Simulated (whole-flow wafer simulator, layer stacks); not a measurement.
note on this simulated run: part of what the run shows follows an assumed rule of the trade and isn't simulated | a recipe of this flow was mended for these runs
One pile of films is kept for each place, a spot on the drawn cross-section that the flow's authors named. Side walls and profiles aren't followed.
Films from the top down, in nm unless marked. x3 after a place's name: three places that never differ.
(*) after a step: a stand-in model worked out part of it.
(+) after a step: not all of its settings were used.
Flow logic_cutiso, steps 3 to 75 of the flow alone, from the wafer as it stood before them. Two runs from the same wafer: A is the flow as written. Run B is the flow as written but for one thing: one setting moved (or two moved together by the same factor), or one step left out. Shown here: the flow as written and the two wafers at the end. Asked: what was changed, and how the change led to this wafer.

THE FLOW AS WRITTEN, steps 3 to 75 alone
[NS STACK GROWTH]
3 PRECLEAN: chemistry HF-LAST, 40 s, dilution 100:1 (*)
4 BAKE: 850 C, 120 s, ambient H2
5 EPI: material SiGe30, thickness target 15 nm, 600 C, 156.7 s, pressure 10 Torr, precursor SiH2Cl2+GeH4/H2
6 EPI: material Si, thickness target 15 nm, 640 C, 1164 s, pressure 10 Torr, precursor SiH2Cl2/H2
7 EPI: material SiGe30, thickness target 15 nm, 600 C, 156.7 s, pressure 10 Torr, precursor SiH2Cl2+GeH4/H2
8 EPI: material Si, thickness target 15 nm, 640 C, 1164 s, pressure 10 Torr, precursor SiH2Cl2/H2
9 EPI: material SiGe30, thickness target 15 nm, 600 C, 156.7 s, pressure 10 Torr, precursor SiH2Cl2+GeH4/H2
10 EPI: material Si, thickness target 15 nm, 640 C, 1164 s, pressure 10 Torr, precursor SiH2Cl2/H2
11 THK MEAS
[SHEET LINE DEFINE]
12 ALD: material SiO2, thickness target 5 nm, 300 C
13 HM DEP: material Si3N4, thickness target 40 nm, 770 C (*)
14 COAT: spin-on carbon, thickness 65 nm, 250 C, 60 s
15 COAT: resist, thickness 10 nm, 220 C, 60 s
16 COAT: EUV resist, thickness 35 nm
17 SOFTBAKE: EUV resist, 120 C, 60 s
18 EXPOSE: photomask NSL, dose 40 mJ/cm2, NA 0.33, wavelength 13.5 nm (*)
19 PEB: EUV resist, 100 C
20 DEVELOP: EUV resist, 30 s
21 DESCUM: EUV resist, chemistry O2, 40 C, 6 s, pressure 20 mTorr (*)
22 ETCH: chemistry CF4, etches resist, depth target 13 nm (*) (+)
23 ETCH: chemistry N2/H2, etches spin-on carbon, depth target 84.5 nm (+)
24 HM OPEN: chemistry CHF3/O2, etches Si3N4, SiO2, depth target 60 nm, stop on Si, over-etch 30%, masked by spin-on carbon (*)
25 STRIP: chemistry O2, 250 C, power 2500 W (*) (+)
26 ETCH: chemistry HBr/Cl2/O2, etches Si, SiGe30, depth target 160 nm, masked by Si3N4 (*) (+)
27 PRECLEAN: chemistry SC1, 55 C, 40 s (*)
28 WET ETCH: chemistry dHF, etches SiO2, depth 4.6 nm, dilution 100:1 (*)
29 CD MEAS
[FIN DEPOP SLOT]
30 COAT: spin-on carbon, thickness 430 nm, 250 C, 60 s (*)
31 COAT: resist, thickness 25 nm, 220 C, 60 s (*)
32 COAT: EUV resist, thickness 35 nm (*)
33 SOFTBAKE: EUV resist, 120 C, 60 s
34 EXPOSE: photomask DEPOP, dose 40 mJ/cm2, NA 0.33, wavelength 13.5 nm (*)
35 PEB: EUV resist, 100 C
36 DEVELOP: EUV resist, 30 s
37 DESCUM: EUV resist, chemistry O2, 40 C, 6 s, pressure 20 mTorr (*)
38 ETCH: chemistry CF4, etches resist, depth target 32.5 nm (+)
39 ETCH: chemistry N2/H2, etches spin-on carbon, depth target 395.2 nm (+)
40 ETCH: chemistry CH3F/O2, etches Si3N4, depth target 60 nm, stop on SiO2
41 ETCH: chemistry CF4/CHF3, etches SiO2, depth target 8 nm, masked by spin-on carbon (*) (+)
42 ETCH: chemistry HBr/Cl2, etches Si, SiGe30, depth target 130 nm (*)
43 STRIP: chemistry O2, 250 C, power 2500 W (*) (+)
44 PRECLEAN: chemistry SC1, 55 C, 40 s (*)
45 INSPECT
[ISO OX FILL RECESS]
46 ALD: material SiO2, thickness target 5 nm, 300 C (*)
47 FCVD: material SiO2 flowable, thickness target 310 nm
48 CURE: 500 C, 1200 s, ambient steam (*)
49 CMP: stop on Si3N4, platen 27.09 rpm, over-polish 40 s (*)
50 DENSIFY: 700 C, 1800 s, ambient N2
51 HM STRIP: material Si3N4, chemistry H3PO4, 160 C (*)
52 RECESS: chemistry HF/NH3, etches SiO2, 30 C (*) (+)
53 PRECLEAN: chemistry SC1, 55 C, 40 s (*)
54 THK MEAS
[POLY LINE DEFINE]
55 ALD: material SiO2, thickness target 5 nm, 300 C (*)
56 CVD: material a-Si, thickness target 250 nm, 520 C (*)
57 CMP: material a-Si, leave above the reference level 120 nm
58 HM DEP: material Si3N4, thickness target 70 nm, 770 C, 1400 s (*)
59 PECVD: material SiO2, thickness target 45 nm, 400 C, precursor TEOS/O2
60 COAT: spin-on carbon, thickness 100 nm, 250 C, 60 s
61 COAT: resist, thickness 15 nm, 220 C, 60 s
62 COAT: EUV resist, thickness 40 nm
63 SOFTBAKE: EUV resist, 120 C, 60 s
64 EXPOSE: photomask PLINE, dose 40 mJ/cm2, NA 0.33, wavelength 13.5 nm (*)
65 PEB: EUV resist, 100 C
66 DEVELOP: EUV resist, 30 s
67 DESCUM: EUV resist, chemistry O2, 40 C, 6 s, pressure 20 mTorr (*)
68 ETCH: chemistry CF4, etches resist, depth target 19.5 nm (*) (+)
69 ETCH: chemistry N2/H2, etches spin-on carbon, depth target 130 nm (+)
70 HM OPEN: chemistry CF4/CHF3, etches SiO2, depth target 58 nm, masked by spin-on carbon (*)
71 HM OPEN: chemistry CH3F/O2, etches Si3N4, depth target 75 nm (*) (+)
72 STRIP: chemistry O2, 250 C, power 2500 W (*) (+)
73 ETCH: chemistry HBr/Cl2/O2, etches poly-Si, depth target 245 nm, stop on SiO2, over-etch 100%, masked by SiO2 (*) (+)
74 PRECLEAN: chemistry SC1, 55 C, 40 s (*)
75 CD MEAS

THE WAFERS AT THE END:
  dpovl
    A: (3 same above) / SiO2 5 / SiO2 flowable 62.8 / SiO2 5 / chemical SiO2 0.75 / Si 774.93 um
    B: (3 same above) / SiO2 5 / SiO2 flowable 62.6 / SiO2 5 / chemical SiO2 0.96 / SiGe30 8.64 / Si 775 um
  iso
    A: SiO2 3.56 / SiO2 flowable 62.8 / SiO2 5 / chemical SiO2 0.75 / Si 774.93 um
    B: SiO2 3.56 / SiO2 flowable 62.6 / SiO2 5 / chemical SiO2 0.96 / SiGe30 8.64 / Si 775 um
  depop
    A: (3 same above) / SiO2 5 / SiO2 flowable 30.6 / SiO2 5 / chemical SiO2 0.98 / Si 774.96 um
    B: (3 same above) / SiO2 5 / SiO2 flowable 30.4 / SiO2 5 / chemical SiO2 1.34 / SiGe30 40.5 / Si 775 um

The cause: step 5, EPI: 701 C was run, where the flow has 600 C.

How the change led to this, step by step:
  5 EPI: material SiGe30, thickness target 15 nm, 600 C, 156.7 s, pressure 10 Torr, precursor SiH2Cl2+GeH4/H2
      depop, dpovl, gfld and 19 more: A SiGe30 +15 (new film) | B SiGe30 +97.3 (new film)
  26 ETCH: chemistry HBr/Cl2/O2, etches Si, SiGe30, depth target 160 nm, masked by Si3N4 (*) (+)
      dpovl, gfld, gxf, iso, isow, lnri, nsgap: A chemical SiO2 -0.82 (all of it), Si -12 (all of it), SiGe30 -15 (all of it), Si -15 (all of it), SiGe30 -15 (all of it), Si -15 (all of it), SiGe30 -15 (all of it), Si -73 | B chemical SiO2 -0.82 (all of it), Si -12 (all of it), SiGe30 -15 (all of it), Si -15 (all of it), SiGe30 -15 (all of it), Si -15 (all of it), SiGe30 -88
  42 ETCH: chemistry HBr/Cl2, etches Si, SiGe30, depth target 130 nm (*)
      depop: A Si -13.8 (all of it), SiGe30 -15 (all of it), Si -15 (all of it), SiGe30 -15 (all of it), Si -15 (all of it), SiGe30 -15 (all of it), Si -41.2 | B Si -13.8 (all of it), SiGe30 -15 (all of it), Si -15 (all of it), SiGe30 -15 (all of it), Si -15 (all of it), SiGe30 -56.2
  43 STRIP: chemistry O2, 250 C, power 2500 W (*) (+)
      depop: A chemical SiO2 +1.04 (new film), Si -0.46 | B chemical SiO2 +1.41 (new film), SiGe30 -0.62
